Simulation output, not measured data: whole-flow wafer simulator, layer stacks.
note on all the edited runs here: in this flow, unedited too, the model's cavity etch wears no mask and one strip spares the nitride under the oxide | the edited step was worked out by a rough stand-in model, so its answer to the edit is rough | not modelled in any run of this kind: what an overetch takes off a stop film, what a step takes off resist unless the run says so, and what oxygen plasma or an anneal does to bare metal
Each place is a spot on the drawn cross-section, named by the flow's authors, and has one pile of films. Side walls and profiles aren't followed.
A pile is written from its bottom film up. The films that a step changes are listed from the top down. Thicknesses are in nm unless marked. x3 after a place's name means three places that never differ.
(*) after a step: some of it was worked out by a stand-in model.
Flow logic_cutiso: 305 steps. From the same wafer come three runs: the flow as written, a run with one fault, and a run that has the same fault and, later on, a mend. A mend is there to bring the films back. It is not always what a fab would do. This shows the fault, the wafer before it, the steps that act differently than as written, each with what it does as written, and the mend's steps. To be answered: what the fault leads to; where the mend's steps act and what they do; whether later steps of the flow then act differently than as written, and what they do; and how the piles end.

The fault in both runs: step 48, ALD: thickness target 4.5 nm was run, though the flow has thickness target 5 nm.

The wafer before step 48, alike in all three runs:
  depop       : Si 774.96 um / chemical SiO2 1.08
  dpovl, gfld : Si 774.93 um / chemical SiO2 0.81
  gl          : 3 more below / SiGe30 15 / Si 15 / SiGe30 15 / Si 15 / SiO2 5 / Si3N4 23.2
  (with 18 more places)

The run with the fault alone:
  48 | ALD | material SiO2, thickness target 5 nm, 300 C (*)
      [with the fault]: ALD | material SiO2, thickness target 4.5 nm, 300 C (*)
      acts as it does as written at every place that is followed, but for slight differences, by at most 2% or 0.5 nm, whichever is larger
  Steps later in the flow that act otherwise than as written (not shown: 7 more steps that differ only slightly, by at most 2% or 0.5 nm, whichever is larger):
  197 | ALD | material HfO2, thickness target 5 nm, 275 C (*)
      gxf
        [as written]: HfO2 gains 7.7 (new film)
        [with the fault]: HfO2 gains 5.06 (new film)
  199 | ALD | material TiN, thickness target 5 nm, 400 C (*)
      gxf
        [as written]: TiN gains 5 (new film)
        [with the fault]: TiN gains 7.58 (new film)
  At gxf, the piles at the end differ from the flow's by more than 2% or 0.5 nm, whichever is larger.
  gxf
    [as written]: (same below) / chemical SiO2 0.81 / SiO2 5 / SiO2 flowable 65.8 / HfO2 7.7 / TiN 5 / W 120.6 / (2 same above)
    [with the fault]: (same below) / chemical SiO2 0.81 / SiO2 4.5 / SiO2 flowable 66.3 / HfO2 5.06 / TiN 7.58 / W 120.6 / (2 same above)

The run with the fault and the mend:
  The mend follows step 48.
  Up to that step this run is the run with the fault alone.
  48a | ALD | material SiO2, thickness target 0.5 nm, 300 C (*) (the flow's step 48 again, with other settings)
      depop, dpovl, gfld and 19 more
        SiO2 gains 0.5
  Every later step of the flow that is run acts as written at every place that is followed.
  The piles end the same as the flow's at every place that both follow.
